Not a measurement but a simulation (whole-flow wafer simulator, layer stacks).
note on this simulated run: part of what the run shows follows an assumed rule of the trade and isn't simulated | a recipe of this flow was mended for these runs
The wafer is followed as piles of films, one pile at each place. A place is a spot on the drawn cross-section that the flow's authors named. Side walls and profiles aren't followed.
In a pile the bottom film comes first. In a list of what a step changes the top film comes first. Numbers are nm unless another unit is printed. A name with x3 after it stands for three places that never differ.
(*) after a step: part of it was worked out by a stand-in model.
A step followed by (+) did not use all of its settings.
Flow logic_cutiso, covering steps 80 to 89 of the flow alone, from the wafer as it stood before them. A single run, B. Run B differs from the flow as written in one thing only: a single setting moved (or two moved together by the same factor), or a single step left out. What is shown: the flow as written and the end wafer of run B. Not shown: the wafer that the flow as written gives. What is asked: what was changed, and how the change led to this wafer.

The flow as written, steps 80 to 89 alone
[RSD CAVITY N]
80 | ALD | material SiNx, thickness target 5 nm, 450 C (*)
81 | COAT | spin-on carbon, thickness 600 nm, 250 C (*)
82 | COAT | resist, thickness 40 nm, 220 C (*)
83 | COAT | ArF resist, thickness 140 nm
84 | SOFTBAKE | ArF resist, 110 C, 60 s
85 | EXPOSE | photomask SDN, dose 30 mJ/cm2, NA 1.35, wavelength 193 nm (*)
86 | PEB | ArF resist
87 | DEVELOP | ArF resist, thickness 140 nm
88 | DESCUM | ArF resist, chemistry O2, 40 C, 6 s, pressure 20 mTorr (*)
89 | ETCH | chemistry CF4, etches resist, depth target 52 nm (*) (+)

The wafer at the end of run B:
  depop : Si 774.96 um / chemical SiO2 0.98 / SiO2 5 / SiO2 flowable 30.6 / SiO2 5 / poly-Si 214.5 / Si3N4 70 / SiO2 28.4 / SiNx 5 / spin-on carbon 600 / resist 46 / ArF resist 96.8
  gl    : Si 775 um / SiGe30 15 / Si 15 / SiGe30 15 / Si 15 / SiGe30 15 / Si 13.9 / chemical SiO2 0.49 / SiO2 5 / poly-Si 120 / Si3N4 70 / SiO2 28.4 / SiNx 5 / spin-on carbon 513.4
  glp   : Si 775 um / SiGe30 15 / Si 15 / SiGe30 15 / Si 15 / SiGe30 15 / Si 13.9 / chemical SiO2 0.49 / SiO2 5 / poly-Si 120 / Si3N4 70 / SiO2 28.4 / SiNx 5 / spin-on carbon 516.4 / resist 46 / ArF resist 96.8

Cause: step 82, COAT: thickness 46 nm was run, while the flow as written has thickness 40 nm.
One can read it off the wafer: depop has resist 46, and step 82 as written asks for 40 nm.

How this came from the change, step by step:
  82 | COAT | resist, thickness 40 nm, 220 C (*)
      depop, dpovl x3, gl and 15 more: resist gains 46 (new film) (it would be, as written: resist gains 40 (new film))
      gfld, lnri: resist gains 46.1 (new film) (it would be, as written: resist gains 40.1 (new film))
  89 | ETCH | chemistry CF4, etches resist, depth target 52 nm (*) (+)
      lnrt, rsdn, tap: resist loses 46 (all of it), spin-on carbon loses 3.01 (it would be, as written: resist loses 40 (all of it), spin-on carbon loses 6.01)
      lnr, rsdx: resist loses 46 (all of it), spin-on carbon loses 2.99 (it would be, as written: resist loses 40 (all of it), spin-on carbon loses 5.99)
      (and at 2 other places as well)
